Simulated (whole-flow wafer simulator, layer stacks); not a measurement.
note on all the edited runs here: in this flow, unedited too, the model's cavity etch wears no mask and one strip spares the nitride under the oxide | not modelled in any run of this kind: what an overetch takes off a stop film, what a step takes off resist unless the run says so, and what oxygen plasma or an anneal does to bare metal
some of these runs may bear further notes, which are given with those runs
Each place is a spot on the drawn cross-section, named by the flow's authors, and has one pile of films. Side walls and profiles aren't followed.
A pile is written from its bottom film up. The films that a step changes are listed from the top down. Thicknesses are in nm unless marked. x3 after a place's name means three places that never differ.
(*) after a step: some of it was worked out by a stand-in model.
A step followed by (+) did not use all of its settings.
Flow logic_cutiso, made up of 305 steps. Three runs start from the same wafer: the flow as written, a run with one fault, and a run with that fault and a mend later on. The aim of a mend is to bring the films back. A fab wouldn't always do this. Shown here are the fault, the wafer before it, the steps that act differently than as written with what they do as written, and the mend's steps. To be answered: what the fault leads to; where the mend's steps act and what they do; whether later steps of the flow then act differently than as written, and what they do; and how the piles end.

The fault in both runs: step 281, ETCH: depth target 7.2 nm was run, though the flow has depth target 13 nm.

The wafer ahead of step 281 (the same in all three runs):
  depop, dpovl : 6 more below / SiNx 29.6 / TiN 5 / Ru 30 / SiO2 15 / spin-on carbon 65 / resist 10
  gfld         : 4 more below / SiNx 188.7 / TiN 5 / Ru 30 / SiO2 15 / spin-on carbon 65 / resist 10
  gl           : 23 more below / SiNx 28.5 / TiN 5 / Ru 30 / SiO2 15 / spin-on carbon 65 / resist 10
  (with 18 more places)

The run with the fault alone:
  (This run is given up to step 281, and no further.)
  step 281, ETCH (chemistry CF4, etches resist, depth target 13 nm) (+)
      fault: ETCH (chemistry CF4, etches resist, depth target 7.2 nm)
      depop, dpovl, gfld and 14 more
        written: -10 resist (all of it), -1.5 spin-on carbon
        fault: -7.2 resist
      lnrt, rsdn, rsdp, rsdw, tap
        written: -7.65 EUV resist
        fault: -4.24 EUV resist
  Once step 281 is done, the piles at depop, dpovl, gfld and 19 more depart from the flow's by more than 2% or 0.5 nm, whichever is larger.
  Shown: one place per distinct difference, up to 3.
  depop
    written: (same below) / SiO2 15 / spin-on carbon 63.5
    fault: (same below) / SiO2 15 / spin-on carbon 65 / resist 2.8
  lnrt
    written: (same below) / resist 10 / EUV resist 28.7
    fault: (same below) / resist 10 / EUV resist 32.1

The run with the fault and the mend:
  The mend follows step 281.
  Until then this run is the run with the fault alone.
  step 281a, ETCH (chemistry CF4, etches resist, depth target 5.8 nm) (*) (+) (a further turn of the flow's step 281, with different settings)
      depop, dpovl, gfld and 14 more
        -2.8 resist (all of it), -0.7 spin-on carbon
      lnrt, rsdn, rsdp, rsdw, tap
        -2.47 EUV resist
  Steps later in the flow that act otherwise than as written (1 more step, not shown, differs only slightly: by at most 2% or 0.5 nm, whichever is larger):
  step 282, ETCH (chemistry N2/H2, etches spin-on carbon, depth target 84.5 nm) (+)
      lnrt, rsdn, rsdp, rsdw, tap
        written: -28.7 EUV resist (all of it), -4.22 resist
        mend: -29.6 EUV resist (all of it), -4.17 resist
  The piles end the same as the flow's at every place that both follow.
